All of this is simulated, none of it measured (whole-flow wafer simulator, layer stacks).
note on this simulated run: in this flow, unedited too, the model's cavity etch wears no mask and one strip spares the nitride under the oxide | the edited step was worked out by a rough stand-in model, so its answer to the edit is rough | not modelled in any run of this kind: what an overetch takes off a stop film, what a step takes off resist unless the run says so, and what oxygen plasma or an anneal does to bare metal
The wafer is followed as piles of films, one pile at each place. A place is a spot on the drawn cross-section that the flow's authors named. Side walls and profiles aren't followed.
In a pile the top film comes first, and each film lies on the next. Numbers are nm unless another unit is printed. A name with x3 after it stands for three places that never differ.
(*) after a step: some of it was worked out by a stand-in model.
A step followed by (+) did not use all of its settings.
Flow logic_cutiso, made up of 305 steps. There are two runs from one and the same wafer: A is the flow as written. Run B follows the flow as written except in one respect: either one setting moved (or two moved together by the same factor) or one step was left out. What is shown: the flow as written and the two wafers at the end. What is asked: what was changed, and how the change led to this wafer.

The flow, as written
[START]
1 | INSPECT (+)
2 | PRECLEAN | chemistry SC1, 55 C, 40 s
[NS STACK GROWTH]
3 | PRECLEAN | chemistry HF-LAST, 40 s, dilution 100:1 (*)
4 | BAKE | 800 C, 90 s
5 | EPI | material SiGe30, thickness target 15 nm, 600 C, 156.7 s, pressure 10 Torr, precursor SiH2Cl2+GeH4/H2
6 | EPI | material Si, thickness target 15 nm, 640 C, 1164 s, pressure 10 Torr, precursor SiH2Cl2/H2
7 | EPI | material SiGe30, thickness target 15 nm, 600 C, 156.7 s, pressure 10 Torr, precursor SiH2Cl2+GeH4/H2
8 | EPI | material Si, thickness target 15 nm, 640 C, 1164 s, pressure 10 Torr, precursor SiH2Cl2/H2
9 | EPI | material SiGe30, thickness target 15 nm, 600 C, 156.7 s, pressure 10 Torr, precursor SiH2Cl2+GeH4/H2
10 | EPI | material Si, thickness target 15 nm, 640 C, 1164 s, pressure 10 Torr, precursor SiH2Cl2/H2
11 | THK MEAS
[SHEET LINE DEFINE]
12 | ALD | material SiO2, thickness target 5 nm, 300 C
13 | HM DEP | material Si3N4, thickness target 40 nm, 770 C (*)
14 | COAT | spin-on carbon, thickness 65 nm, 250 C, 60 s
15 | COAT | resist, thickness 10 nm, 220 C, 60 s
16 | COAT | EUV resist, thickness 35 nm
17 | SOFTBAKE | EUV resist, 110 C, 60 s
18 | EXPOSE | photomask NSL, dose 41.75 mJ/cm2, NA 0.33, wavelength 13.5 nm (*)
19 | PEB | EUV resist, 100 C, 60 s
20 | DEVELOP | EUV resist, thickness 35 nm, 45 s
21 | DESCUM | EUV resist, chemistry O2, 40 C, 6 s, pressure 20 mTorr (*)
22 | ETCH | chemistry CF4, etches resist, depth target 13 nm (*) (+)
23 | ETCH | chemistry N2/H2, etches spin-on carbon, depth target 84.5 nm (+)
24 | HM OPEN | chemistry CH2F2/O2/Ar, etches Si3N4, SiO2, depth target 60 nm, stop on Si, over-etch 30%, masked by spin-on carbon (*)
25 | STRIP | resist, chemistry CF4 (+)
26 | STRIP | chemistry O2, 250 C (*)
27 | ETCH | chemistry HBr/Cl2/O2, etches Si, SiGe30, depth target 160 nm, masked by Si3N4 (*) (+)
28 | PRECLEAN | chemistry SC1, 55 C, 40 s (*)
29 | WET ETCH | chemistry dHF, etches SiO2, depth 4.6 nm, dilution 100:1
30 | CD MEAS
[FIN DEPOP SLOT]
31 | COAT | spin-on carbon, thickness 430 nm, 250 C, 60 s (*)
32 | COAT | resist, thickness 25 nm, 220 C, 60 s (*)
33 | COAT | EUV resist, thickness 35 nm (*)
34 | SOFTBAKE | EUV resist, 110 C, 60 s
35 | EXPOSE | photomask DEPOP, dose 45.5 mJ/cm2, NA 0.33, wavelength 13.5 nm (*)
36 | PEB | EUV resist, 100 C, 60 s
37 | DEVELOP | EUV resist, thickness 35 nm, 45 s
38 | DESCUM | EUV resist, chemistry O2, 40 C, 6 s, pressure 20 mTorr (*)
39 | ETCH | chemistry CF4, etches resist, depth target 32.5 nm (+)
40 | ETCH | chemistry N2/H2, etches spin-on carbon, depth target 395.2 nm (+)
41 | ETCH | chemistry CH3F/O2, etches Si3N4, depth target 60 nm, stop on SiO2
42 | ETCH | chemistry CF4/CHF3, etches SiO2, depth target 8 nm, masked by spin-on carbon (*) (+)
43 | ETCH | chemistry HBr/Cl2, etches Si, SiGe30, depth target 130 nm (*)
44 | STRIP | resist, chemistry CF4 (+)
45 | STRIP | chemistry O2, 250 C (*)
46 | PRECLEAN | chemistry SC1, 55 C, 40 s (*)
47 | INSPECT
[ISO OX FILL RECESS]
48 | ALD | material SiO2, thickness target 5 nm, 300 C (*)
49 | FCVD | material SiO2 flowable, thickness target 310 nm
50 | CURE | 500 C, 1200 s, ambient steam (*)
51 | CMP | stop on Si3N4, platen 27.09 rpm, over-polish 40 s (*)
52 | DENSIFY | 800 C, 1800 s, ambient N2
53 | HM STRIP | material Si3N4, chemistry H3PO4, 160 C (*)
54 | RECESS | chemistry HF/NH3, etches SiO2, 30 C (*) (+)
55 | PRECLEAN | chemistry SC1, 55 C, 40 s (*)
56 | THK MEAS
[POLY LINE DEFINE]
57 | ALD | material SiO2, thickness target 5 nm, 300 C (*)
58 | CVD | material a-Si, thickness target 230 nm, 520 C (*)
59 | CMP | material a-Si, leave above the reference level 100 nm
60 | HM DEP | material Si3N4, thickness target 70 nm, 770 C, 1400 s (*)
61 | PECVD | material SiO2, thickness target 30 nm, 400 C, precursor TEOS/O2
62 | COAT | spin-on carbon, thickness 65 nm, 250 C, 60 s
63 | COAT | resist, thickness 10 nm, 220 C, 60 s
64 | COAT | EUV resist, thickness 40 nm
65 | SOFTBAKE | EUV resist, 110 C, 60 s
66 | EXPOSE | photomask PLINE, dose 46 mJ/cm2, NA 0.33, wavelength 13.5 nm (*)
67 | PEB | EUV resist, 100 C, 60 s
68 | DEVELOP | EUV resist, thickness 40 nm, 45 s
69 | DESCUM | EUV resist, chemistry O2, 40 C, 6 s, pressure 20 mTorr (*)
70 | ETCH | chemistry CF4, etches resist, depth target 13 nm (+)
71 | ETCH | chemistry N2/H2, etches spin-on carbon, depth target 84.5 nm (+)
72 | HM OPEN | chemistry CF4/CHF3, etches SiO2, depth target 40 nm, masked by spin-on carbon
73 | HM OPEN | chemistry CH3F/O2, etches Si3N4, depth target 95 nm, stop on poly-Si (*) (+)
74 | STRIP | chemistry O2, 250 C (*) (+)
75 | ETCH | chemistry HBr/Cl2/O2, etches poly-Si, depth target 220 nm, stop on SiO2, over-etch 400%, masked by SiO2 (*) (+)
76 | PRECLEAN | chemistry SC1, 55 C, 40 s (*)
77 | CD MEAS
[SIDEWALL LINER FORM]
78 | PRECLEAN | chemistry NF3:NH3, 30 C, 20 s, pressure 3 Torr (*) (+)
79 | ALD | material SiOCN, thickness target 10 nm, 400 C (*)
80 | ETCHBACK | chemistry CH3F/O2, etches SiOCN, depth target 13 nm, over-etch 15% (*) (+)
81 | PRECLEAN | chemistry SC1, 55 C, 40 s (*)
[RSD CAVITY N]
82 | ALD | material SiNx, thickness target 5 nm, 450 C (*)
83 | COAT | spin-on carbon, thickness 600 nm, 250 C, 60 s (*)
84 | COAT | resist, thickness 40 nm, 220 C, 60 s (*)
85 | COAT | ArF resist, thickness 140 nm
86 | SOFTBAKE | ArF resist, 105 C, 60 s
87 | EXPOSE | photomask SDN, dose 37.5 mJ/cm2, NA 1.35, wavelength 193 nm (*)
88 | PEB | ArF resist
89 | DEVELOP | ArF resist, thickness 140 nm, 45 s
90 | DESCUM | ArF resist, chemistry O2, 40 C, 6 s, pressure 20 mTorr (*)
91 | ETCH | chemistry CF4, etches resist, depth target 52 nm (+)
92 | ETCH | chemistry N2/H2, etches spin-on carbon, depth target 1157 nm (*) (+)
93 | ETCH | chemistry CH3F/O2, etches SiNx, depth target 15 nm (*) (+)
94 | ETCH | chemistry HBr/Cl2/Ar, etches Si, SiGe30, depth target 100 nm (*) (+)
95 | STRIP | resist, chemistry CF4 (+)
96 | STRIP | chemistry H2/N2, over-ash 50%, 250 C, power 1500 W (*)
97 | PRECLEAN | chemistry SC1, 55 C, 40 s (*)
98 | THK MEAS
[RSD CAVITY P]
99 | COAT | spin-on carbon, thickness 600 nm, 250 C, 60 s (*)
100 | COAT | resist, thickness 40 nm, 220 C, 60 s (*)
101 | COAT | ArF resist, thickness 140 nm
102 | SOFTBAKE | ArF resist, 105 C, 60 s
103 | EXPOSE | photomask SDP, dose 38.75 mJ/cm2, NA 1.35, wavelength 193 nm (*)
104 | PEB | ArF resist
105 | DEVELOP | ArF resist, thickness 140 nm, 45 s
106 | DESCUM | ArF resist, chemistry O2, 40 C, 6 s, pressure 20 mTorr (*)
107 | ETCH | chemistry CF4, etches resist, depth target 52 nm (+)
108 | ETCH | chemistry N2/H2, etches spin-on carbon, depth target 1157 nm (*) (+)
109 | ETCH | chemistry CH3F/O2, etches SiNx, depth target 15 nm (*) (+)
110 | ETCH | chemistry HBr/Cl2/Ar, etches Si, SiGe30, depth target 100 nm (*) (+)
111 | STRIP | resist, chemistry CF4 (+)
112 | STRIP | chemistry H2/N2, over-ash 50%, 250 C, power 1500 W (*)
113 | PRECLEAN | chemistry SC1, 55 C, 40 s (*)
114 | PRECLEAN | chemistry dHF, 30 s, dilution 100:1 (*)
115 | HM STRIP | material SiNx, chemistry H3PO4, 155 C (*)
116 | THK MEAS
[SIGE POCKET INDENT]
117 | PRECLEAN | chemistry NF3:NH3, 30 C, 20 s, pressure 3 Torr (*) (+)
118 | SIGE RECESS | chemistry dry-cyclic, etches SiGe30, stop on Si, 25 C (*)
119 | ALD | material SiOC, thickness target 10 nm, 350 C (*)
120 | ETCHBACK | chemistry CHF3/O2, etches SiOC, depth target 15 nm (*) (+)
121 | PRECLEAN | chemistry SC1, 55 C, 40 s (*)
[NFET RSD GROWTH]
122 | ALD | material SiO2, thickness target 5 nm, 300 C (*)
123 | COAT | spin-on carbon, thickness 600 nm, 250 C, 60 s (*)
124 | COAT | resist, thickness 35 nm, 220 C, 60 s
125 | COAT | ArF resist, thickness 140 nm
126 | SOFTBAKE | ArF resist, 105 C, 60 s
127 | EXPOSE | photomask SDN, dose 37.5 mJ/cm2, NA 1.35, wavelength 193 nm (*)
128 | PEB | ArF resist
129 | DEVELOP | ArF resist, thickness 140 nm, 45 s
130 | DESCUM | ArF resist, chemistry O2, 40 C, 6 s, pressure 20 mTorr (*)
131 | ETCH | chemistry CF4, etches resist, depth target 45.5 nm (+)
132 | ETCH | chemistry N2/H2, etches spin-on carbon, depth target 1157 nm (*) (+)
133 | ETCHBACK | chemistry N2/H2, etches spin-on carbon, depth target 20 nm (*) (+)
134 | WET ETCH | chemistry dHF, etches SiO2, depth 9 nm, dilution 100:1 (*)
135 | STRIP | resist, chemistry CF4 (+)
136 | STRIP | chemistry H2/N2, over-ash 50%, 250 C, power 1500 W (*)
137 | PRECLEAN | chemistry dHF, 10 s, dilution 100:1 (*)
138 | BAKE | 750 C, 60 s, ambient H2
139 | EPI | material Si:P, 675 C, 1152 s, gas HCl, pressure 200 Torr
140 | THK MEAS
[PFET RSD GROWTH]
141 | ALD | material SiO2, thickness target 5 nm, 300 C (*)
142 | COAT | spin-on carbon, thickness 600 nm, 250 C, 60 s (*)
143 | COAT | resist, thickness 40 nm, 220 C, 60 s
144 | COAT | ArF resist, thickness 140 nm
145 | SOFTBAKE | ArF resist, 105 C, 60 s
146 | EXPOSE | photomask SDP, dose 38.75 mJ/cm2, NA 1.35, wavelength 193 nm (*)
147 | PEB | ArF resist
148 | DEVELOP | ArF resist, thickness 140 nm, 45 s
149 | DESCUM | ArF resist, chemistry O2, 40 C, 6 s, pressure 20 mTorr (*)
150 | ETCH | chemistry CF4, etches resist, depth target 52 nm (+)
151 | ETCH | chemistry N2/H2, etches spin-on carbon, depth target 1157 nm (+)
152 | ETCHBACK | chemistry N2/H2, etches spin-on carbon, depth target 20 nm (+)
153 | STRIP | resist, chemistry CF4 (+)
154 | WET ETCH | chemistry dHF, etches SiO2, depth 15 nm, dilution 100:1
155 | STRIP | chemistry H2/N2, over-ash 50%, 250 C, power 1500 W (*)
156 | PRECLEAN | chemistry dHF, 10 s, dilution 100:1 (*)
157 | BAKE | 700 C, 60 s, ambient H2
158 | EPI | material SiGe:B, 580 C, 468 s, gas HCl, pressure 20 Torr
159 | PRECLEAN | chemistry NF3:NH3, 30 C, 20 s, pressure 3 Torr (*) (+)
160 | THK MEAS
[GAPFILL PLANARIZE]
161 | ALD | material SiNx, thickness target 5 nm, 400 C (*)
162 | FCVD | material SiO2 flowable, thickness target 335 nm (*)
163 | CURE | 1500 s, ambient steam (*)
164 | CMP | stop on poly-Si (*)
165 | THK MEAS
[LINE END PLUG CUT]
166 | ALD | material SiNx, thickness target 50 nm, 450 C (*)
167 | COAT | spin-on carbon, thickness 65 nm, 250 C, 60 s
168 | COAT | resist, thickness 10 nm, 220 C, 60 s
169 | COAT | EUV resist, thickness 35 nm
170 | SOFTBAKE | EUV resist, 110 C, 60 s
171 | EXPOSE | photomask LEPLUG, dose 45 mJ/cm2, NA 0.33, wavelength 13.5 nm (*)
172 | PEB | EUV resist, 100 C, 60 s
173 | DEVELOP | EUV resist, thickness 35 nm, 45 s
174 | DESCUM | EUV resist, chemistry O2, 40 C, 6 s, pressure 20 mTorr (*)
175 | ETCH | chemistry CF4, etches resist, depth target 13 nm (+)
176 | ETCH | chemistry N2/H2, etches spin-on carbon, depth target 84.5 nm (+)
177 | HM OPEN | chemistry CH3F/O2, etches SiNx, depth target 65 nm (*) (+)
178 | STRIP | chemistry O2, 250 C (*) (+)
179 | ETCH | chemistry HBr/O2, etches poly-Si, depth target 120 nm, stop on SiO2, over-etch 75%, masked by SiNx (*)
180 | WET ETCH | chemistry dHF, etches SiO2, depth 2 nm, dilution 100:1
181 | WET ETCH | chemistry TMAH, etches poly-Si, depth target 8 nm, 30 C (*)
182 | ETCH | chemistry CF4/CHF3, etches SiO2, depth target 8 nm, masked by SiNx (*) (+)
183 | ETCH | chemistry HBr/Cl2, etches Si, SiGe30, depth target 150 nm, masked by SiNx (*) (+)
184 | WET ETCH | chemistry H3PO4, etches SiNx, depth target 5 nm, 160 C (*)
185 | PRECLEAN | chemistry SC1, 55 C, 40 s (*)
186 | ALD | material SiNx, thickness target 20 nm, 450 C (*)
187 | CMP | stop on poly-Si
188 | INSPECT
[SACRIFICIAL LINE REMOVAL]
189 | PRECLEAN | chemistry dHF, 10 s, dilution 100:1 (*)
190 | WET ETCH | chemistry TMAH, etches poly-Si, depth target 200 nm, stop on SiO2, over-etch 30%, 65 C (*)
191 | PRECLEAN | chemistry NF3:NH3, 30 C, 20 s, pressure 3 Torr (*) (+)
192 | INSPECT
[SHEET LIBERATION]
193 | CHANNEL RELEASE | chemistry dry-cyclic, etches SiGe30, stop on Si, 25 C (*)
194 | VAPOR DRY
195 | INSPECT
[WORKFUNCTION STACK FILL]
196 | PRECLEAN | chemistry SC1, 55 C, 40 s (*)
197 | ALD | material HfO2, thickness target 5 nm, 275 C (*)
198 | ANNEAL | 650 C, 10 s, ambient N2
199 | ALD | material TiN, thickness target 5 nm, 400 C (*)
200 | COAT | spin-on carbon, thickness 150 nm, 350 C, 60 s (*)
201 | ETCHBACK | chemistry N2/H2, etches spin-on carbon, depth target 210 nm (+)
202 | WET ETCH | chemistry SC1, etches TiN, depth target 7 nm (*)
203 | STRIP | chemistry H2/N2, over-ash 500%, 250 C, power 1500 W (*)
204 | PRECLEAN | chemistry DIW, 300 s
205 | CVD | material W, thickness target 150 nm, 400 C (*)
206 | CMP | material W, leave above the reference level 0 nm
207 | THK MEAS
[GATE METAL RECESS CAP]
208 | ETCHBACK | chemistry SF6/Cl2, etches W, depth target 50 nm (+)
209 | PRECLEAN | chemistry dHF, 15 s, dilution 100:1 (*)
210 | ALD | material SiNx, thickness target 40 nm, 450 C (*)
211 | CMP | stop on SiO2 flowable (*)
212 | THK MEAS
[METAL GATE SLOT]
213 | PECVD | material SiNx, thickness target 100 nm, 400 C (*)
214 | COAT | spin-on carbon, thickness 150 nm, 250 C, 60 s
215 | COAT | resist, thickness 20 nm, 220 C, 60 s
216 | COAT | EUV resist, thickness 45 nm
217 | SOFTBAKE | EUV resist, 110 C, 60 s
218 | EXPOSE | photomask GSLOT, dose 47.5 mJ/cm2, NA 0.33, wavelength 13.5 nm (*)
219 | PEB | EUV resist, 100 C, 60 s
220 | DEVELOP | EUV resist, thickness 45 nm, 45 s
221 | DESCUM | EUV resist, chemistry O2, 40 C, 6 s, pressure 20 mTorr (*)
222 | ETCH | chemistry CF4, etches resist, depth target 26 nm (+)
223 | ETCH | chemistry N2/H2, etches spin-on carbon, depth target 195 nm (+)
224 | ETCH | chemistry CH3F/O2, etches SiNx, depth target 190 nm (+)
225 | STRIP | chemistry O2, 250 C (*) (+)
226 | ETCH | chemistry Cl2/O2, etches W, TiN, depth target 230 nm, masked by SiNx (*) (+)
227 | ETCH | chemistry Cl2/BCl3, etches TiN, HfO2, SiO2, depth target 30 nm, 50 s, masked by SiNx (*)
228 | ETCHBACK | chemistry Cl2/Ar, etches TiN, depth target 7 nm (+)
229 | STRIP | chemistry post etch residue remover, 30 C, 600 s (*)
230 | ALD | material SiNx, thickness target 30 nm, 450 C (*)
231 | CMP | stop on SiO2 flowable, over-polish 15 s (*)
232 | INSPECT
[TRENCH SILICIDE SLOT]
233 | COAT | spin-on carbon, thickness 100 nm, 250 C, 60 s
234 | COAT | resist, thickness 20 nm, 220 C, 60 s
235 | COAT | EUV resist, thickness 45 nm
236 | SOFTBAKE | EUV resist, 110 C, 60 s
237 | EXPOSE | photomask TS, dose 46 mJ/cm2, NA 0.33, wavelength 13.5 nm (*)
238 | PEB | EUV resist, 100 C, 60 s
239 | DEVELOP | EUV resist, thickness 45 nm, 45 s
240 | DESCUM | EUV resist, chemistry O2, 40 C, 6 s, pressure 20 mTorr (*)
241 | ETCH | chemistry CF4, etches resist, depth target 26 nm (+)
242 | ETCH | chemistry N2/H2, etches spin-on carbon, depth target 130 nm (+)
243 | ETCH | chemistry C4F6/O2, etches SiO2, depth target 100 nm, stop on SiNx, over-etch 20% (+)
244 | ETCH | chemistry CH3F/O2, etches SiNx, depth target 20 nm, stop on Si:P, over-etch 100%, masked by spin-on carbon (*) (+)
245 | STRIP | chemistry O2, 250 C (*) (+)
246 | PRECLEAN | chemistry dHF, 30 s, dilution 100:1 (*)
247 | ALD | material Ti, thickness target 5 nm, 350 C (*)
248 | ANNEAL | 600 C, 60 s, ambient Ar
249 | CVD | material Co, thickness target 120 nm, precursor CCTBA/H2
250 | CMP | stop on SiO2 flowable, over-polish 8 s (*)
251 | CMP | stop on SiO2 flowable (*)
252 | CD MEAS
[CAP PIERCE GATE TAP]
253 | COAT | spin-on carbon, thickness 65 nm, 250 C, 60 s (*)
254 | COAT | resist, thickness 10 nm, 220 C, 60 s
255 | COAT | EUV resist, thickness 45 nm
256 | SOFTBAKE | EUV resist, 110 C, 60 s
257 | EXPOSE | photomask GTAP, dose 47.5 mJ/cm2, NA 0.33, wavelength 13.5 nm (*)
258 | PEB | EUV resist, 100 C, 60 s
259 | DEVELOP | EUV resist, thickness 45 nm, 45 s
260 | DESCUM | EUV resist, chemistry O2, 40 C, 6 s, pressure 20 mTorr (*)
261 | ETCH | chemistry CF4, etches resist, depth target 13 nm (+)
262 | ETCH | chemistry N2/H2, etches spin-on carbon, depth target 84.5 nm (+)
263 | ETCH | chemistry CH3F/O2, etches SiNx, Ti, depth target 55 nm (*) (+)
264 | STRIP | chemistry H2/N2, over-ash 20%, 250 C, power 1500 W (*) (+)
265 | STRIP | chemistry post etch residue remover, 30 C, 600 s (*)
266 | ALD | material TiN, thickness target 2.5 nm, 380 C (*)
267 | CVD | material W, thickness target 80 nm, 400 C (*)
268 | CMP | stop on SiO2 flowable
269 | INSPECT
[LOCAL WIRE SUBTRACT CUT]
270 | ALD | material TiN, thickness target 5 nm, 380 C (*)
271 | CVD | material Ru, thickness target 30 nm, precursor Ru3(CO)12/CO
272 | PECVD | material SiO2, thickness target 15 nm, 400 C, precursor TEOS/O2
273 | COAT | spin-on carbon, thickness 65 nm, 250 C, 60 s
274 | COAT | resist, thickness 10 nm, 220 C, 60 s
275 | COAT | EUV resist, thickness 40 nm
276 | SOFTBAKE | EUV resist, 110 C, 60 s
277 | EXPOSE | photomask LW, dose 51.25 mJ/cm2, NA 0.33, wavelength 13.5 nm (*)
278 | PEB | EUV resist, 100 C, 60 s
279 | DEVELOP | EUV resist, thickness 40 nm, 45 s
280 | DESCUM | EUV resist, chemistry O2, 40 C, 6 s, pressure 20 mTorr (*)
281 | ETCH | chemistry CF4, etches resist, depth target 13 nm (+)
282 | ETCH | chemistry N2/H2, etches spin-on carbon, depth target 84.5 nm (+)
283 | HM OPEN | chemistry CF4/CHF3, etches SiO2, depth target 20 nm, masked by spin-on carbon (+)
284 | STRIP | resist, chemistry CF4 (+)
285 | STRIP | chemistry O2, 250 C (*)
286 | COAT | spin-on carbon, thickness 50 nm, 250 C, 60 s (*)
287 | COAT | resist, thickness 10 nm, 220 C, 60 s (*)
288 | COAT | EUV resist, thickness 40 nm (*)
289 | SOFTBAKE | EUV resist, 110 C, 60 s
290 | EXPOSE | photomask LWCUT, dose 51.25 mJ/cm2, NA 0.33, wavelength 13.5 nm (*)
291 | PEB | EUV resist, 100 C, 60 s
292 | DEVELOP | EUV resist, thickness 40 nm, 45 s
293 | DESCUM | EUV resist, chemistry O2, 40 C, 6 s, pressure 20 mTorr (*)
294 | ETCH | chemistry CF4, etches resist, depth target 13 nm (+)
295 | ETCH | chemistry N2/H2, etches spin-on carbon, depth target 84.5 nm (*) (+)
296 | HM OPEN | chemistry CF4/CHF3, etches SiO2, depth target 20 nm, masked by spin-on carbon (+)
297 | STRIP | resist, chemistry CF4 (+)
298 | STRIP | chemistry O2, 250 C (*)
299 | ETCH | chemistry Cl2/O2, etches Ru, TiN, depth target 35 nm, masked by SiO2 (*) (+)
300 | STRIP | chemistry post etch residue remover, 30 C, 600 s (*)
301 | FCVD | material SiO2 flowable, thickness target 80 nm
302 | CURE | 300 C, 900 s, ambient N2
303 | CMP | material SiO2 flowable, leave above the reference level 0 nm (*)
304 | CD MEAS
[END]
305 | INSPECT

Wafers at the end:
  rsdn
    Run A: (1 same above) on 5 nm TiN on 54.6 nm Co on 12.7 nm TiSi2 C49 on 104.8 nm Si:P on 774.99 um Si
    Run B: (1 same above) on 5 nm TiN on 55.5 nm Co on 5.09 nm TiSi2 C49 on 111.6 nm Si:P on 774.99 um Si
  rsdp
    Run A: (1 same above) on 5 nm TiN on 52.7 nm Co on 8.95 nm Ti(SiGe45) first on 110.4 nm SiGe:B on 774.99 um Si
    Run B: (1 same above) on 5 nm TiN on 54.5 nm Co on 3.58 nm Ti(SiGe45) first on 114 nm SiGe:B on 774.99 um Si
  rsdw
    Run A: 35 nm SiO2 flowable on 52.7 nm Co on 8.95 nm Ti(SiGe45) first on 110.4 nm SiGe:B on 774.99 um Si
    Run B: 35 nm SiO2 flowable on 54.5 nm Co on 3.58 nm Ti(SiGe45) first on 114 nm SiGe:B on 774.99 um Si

What caused this: step 247, ALD: thickness target 2 nm was run, whereas the flow has thickness target 5 nm.

How this came from the change, step by step:
  247 | ALD | material Ti, thickness target 5 nm, 350 C (*)
      depop, dpovl, gfld and 19 more: A Ti gains 5 (new film) | B Ti gains 2 (new film)
  248 | ANNEAL | 600 C, 60 s, ambient Ar
      rsdp, rsdw: A Ti(SiGe45) first gains 8.95 (new film), Ti loses 5 (all of it), SiGe:B loses 5.98 | B Ti(SiGe45) first gains 3.58 (new film), Ti loses 2 (all of it), SiGe:B loses 2.39
      rsdn: A TiSi2 C49 gains 12.7 (new film), Ti loses 5 (all of it), Si:P loses 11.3 | B TiSi2 C49 gains 5.09 (new film), Ti loses 2 (all of it), Si:P loses 4.54
  250 | CMP | stop on SiO2 flowable, over-polish 8 s (*)
      rsdx: A Co loses 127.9 (all of it) | B Co loses 124.8
      gl, glp, gxf, gxn, gxp, tap: A Co loses 120.3 (all of it), Ti loses 5 (all of it), SiNx loses 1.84 | B Co loses 120.3 (all of it), Ti loses 2 (all of it), SiNx loses 1.84
      (as well as at 15 more places)
  251 | CMP | stop on SiO2 flowable (*)
      rsdx: A Ti loses 5 (all of it) | B Co loses 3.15 (all of it), Ti loses 2 (all of it)
      iso: A Co loses 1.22 (all of it), Ti loses 4.34 | B Co loses 4.22 (all of it), Ti loses 1.34
